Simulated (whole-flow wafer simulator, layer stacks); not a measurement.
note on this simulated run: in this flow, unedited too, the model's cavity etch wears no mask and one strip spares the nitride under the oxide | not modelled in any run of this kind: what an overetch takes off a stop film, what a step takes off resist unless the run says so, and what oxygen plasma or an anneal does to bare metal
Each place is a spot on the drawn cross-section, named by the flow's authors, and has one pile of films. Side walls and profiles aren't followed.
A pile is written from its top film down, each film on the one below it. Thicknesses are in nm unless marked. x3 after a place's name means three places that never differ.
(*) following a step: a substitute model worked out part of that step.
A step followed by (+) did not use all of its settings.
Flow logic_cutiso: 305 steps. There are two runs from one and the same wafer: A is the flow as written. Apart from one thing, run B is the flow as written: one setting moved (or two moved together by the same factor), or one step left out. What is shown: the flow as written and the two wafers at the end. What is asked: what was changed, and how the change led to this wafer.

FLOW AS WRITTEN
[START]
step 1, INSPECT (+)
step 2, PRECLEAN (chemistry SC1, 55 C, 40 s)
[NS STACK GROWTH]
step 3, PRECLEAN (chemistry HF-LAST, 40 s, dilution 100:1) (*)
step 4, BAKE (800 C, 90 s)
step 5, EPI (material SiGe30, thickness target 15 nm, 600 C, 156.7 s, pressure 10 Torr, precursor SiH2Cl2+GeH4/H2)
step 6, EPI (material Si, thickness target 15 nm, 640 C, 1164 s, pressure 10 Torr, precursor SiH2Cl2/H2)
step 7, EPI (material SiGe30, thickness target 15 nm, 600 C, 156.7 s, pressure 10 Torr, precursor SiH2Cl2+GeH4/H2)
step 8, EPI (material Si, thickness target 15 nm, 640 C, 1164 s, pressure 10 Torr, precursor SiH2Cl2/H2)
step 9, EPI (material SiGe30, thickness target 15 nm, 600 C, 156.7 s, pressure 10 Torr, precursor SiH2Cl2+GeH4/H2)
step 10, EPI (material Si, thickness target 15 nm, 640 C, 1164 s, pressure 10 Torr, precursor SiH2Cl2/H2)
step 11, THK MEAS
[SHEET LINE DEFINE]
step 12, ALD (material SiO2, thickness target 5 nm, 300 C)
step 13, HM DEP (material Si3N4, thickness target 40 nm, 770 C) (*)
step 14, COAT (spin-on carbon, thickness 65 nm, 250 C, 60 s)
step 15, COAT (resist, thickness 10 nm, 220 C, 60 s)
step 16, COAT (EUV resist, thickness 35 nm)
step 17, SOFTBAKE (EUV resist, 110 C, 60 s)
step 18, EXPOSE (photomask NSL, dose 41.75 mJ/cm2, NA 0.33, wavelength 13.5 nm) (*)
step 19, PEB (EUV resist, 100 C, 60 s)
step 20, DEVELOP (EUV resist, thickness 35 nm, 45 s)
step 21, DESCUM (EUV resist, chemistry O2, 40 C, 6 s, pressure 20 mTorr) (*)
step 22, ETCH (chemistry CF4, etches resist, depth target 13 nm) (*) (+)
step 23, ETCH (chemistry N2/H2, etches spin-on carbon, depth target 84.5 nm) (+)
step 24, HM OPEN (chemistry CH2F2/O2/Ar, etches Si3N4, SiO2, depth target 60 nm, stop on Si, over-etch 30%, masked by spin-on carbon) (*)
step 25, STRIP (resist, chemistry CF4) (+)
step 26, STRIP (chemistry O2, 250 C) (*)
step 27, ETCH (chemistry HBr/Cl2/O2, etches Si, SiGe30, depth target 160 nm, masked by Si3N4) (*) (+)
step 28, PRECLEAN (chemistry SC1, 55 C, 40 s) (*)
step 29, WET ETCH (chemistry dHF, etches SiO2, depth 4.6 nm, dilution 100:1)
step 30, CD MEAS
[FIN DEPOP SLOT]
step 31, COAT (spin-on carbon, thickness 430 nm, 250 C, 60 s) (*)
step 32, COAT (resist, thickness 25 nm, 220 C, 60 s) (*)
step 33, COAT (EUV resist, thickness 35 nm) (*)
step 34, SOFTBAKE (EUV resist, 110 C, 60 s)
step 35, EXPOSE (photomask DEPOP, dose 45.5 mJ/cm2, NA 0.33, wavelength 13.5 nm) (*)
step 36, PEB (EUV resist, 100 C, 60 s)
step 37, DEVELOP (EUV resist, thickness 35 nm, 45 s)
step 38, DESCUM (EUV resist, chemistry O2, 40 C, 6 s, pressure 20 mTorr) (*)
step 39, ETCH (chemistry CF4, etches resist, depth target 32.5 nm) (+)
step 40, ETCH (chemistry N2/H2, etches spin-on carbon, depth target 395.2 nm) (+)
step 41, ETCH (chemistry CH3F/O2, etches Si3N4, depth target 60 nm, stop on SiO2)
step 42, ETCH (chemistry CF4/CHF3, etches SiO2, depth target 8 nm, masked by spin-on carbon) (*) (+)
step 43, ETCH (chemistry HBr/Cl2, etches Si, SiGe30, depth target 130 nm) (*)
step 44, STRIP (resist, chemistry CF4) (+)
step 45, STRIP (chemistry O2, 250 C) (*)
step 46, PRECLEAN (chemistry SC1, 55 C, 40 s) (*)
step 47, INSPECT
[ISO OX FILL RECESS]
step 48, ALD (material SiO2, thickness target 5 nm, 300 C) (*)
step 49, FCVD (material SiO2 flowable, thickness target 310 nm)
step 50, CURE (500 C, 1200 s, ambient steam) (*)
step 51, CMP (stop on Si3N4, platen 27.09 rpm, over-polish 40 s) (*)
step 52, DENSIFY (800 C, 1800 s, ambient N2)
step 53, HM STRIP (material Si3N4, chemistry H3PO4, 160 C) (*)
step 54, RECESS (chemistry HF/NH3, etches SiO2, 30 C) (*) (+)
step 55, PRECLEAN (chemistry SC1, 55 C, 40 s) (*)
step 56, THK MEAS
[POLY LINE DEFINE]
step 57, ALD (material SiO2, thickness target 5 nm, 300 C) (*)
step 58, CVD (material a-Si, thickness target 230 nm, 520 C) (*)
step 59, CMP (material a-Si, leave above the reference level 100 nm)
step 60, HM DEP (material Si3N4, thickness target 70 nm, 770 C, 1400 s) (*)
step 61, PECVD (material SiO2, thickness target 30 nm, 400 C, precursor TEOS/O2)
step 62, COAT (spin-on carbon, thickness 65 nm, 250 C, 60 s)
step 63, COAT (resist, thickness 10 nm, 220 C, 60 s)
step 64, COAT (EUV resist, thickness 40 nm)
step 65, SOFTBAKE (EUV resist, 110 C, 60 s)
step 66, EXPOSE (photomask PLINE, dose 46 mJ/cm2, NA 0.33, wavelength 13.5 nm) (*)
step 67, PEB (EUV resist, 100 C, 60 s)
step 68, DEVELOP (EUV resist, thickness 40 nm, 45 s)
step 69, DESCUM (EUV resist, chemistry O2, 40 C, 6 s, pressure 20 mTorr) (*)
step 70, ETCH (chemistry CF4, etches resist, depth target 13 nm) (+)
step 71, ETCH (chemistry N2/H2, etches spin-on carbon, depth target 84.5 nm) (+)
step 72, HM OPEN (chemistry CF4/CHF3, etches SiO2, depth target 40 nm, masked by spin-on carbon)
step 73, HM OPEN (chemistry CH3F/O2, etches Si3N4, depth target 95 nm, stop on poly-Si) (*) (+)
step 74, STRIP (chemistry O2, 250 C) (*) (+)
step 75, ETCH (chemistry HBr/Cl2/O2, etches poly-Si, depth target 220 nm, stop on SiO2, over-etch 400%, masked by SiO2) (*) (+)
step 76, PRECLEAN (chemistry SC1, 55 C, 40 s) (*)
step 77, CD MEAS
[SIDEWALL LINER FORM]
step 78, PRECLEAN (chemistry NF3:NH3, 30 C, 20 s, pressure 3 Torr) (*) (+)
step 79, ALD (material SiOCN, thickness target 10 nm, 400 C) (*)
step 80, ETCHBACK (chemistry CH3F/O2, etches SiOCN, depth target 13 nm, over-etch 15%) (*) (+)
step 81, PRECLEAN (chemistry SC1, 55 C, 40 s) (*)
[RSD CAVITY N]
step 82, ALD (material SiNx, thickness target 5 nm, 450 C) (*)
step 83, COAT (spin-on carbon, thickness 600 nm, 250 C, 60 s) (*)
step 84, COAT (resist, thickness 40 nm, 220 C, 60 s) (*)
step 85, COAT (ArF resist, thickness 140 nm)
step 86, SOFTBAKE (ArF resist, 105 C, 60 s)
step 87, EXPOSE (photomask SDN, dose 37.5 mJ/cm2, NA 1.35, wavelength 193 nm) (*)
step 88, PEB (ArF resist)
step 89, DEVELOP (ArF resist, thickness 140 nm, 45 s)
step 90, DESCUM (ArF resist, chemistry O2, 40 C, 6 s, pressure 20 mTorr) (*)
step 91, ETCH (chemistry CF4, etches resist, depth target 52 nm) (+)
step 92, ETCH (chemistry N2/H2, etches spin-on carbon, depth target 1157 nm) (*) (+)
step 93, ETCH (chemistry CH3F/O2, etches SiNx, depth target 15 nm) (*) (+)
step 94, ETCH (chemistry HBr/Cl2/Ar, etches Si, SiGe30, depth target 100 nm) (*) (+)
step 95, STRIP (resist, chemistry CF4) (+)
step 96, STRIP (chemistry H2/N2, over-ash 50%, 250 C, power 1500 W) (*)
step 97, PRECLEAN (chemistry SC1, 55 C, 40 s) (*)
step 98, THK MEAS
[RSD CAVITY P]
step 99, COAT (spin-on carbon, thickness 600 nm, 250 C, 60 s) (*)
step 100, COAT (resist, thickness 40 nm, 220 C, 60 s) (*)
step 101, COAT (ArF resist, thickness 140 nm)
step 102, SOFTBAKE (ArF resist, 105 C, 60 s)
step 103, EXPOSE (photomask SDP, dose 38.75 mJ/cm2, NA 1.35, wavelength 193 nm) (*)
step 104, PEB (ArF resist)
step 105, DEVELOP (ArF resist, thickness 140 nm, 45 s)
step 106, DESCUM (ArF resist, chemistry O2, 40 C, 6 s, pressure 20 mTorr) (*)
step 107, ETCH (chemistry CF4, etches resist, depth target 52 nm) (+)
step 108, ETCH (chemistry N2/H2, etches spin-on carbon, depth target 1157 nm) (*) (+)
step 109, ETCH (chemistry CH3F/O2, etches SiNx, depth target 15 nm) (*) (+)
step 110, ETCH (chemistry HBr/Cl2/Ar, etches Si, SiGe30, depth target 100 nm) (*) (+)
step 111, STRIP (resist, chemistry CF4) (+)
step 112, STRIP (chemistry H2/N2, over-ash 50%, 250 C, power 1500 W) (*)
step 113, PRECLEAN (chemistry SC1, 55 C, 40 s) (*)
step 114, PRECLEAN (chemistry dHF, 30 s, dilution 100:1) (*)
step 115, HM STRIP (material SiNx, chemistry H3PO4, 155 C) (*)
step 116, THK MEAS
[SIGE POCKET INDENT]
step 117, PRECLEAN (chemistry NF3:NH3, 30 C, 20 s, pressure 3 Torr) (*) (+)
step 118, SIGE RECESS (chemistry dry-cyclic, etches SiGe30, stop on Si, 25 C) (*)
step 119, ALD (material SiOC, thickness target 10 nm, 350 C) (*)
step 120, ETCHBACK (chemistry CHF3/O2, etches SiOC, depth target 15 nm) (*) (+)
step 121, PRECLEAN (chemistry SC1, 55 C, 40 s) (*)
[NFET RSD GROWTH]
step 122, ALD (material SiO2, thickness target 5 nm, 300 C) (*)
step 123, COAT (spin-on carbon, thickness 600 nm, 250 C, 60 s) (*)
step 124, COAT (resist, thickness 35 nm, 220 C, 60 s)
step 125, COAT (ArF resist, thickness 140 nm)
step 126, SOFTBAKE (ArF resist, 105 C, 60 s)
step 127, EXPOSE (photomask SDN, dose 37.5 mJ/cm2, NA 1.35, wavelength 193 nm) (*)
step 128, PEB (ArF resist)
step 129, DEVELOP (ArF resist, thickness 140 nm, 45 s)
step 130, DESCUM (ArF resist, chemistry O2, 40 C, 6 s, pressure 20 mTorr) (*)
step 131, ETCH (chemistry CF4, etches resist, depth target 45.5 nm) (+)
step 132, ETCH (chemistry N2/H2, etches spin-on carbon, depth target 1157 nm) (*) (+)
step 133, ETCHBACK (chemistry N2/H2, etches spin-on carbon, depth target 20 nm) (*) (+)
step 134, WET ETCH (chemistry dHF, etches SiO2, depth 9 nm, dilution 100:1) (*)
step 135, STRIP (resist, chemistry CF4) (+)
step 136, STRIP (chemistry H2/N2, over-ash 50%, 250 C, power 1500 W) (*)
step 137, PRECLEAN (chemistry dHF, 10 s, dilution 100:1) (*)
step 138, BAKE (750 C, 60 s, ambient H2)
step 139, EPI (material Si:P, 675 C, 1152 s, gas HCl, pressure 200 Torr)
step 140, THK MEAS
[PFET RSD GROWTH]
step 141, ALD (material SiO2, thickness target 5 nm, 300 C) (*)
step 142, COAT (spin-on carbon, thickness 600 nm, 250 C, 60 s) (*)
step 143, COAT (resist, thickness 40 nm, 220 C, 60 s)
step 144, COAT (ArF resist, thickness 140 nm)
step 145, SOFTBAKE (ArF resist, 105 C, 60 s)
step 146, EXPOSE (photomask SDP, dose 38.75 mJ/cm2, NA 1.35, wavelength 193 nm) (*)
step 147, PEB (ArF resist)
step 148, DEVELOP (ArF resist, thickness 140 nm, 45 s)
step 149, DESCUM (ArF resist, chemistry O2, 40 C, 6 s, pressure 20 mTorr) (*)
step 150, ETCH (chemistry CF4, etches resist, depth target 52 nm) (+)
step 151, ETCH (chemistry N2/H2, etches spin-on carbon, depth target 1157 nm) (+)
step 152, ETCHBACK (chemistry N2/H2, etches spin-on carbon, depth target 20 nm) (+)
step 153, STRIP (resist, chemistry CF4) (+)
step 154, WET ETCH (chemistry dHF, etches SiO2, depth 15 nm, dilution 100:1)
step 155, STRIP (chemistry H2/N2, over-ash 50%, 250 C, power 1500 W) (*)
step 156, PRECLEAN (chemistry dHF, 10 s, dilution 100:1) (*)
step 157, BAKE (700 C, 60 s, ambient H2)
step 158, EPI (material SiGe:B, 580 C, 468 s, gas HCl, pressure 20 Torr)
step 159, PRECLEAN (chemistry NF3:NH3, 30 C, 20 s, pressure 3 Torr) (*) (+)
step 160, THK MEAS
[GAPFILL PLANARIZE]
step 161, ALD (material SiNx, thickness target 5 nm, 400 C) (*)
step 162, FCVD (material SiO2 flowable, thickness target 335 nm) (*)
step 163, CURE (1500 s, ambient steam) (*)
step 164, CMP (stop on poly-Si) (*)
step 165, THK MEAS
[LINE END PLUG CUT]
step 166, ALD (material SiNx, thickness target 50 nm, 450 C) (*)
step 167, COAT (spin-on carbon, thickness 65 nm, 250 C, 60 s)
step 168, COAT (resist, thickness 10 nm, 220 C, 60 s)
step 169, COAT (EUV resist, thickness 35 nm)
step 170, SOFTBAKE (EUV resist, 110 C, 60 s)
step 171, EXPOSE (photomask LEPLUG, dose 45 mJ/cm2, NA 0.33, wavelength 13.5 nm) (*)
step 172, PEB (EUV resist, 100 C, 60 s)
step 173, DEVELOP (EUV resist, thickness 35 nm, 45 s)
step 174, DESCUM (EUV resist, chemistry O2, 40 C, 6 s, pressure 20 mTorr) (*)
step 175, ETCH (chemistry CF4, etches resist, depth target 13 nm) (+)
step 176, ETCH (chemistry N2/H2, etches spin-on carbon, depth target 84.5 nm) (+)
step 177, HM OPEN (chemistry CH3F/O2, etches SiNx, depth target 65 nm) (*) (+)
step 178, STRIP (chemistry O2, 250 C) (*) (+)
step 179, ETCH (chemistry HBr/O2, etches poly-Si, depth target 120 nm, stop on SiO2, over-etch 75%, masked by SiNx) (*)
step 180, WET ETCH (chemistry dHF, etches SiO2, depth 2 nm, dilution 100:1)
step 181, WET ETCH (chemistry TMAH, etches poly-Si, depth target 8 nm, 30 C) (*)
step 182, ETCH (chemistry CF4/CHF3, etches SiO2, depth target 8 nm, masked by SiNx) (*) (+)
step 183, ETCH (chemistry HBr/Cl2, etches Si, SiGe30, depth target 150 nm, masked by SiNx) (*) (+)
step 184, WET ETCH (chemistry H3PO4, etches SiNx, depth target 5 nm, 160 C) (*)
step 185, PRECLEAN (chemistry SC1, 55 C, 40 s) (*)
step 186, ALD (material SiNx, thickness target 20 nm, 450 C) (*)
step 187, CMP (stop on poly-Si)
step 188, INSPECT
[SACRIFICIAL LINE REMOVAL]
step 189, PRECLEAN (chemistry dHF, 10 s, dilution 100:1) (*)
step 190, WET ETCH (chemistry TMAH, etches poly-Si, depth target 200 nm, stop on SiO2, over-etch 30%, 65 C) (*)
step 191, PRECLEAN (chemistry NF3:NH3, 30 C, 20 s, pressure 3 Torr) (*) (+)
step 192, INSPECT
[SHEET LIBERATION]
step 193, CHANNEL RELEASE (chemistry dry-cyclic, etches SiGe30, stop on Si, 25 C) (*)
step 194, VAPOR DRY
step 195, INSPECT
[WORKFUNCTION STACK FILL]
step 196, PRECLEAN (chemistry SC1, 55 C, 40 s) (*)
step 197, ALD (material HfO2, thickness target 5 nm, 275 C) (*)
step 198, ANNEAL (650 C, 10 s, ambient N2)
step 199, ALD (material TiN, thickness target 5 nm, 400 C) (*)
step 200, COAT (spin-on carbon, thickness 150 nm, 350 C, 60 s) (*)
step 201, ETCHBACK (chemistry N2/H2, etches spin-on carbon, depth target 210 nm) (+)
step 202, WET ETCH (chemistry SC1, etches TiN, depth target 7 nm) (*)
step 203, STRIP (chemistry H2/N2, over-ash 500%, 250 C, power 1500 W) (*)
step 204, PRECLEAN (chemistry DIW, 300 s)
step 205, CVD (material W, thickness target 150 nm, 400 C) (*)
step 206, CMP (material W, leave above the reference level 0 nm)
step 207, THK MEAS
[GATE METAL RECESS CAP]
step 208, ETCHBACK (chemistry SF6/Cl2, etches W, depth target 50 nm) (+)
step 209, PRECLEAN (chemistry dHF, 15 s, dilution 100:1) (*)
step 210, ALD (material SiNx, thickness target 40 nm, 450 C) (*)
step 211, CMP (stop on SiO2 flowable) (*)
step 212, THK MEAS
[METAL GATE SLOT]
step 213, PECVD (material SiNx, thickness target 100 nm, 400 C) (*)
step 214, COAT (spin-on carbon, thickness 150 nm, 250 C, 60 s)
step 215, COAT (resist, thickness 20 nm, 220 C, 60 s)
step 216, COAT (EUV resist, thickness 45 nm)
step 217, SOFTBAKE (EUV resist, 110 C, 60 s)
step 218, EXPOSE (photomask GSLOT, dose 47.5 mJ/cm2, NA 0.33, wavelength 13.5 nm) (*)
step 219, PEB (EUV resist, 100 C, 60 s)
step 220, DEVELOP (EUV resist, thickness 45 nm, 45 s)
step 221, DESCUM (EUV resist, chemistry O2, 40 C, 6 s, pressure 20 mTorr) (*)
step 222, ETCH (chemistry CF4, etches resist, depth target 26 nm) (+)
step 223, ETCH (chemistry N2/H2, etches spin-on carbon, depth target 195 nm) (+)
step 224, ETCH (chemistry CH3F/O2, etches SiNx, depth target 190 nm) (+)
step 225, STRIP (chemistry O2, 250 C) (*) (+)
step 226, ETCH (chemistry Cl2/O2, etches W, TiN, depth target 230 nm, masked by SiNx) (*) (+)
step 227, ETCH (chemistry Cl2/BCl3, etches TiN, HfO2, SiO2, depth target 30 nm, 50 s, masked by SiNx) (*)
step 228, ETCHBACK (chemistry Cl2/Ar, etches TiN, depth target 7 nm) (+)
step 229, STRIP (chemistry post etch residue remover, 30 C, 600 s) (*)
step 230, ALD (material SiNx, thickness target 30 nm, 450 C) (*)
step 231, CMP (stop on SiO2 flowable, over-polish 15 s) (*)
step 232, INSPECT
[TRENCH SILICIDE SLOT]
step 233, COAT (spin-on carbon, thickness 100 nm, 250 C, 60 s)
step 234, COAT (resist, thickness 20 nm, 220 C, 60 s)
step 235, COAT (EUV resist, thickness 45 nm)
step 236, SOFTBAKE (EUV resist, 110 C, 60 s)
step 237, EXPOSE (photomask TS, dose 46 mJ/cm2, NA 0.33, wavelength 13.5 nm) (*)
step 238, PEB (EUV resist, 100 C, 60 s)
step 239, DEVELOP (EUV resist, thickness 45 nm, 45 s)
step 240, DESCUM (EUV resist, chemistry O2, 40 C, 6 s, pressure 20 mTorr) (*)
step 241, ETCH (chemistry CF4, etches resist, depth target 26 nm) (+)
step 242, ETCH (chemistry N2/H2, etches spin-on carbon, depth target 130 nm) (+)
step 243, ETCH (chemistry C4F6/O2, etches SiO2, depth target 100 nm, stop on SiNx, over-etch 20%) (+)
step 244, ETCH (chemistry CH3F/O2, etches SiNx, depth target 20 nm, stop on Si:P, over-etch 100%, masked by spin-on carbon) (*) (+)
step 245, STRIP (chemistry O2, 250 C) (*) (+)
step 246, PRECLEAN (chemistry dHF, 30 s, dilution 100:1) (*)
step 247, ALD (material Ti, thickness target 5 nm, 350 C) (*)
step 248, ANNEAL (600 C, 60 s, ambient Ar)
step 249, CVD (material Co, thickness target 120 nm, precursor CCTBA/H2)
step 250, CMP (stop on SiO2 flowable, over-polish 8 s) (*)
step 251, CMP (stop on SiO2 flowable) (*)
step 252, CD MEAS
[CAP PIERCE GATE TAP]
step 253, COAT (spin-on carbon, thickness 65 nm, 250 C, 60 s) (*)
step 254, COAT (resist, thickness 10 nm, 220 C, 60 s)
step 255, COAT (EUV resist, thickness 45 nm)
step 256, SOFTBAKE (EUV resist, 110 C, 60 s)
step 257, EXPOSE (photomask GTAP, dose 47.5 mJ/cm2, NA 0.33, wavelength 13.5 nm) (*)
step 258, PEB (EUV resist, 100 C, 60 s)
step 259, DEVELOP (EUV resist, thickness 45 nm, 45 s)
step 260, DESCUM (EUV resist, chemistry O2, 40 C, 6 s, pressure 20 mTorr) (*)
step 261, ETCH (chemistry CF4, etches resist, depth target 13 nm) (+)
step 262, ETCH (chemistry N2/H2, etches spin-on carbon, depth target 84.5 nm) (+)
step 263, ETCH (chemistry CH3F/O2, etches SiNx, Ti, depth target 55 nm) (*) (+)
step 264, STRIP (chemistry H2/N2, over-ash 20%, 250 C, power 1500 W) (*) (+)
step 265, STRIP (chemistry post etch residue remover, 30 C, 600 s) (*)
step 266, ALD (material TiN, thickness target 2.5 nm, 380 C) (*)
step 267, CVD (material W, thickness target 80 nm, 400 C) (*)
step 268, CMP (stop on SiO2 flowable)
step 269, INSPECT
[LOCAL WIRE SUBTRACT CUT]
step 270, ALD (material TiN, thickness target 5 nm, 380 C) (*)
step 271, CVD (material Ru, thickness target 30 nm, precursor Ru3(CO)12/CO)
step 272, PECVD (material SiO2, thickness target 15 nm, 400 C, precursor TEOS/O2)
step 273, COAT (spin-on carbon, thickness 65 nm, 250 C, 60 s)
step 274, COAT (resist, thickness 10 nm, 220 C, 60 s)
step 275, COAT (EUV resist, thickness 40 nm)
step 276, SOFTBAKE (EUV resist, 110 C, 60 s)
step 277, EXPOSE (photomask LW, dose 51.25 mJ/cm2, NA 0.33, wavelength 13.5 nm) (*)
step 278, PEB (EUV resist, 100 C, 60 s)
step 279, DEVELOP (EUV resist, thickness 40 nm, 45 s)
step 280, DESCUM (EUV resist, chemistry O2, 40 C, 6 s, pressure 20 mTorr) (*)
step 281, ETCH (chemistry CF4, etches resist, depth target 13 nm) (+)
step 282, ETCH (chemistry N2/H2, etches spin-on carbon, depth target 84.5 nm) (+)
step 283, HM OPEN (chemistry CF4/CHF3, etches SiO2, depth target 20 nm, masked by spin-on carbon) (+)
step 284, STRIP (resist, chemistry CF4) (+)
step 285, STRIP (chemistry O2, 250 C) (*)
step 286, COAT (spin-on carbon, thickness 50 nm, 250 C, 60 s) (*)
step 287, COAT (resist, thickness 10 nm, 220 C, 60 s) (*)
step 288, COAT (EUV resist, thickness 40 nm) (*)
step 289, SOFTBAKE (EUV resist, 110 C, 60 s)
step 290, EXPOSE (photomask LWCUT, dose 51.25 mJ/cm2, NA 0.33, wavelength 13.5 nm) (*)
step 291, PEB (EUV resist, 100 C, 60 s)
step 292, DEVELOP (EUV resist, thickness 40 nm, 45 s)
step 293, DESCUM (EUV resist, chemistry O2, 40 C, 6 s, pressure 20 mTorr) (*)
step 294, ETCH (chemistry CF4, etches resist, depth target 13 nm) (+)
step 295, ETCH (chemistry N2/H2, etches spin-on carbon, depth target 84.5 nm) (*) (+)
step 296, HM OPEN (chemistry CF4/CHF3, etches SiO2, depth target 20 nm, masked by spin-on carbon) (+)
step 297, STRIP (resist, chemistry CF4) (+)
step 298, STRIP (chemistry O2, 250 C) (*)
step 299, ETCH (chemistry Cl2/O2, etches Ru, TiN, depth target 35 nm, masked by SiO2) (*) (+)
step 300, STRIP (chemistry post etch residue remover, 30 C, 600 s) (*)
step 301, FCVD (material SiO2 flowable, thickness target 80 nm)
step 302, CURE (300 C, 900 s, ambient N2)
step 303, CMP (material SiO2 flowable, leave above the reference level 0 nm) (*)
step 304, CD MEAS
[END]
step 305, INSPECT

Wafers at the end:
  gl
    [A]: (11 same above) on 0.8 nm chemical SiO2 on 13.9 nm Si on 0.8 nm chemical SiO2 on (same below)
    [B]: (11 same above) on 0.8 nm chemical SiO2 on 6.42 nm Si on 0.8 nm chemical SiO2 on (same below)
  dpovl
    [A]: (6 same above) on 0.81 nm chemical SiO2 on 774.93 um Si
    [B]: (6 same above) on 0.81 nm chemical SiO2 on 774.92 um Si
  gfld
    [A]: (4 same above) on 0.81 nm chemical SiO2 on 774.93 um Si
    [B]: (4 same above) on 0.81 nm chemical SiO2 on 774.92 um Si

Cause: step 8, EPI: thickness target 7.5 nm was run, while the flow as written has thickness target 15 nm; step 8, EPI: 582.2 s was run, where the flow has 1164 s.

How this came from the change, step by step:
  step 8, EPI (material Si, thickness target 15 nm, 640 C, 1164 s, pressure 10 Torr, precursor SiH2Cl2/H2)
      depop, dpovl, gfld and 19 more: A Si gains 15 (new film) | B Si gains 7.5 (new film)
  step 27, ETCH (chemistry HBr/Cl2/O2, etches Si, SiGe30, depth target 160 nm, masked by Si3N4) (*) (+)
      gfld, gxf, iso, lnri: A chemical SiO2 loses 0.79 (all of it), Si loses 11.4 (all of it), SiGe30 loses 15 (all of it), Si loses 15 (all of it), SiGe30 loses 15 (all of it), Si loses 15 (all of it), SiGe30 loses 15 (all of it), Si loses 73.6 | B chemical SiO2 loses 0.79 (all of it), Si loses 11.4 (all of it), SiGe30 loses 15 (all of it), Si loses 7.5 (all of it), SiGe30 loses 15 (all of it), Si loses 15 (all of it), SiGe30 loses 15 (all of it), Si loses 81.1
      dpovl, nsgap: A chemical SiO2 loses 0.79 (all of it), Si loses 11.8 (all of it), SiGe30 loses 15 (all of it), Si loses 15 (all of it), SiGe30 loses 15 (all of it), Si loses 15 (all of it), SiGe30 loses 15 (all of it), Si loses 73.2 | B chemical SiO2 loses 0.79 (all of it), Si loses 11.8 (all of it), SiGe30 loses 15 (all of it), Si loses 7.5 (all of it), SiGe30 loses 15 (all of it), Si loses 15 (all of it), SiGe30 loses 15 (all of it), Si loses 80.7
      (also at 1 further place)
  step 43, ETCH (chemistry HBr/Cl2, etches Si, SiGe30, depth target 130 nm) (*)
      depop: A Si loses 14 (all of it), SiGe30 loses 15 (all of it), Si loses 15 (all of it), SiGe30 loses 15 (all of it), Si loses 15 (all of it), SiGe30 loses 15 (all of it), Si loses 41 | B Si loses 14 (all of it), SiGe30 loses 15 (all of it), Si loses 7.5 (all of it), SiGe30 loses 15 (all of it), Si loses 15 (all of it), SiGe30 loses 15 (all of it), Si loses 48.5
  step 94, ETCH (chemistry HBr/Cl2/Ar, etches Si, SiGe30, depth target 100 nm) (*) (+)
      rsdn, rsdx: A chemical SiO2 loses 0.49 (all of it), Si loses 12.8 (all of it), SiGe30 loses 15 (all of it), Si loses 15 (all of it), SiGe30 loses 15 (all of it), Si loses 15 (all of it), SiGe30 loses 15 (all of it), Si loses 12.2 | B chemical SiO2 loses 0.49 (all of it), Si loses 12.8 (all of it), SiGe30 loses 15 (all of it), Si loses 7.5 (all of it), SiGe30 loses 15 (all of it), Si loses 15 (all of it), SiGe30 loses 15 (all of it), Si loses 19.7
  step 110, ETCH (chemistry HBr/Cl2/Ar, etches Si, SiGe30, depth target 100 nm) (*) (+)
      rsdp, rsdw: A chemical SiO2 loses 0.49 (all of it), Si loses 12.8 (all of it), SiGe30 loses 15 (all of it), Si loses 15 (all of it), SiGe30 loses 15 (all of it), Si loses 15 (all of it), SiGe30 loses 15 (all of it), Si loses 12.2 | B chemical SiO2 loses 0.49 (all of it), Si loses 12.8 (all of it), SiGe30 loses 15 (all of it), Si loses 7.5 (all of it), SiGe30 loses 15 (all of it), Si loses 15 (all of it), SiGe30 loses 15 (all of it), Si loses 19.7
  step 183, ETCH (chemistry HBr/Cl2, etches Si, SiGe30, depth target 150 nm, masked by SiNx) (*) (+)
      plug: A Si loses 13.6 (all of it), SiGe30 loses 15 (all of it), Si loses 15 (all of it), SiGe30 loses 15 (all of it), Si loses 15 (all of it), SiGe30 loses 15 (all of it), Si loses 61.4 | B Si loses 13.6 (all of it), SiGe30 loses 15 (all of it), Si loses 7.5 (all of it), SiGe30 loses 15 (all of it), Si loses 15 (all of it), SiGe30 loses 15 (all of it), Si loses 68.9
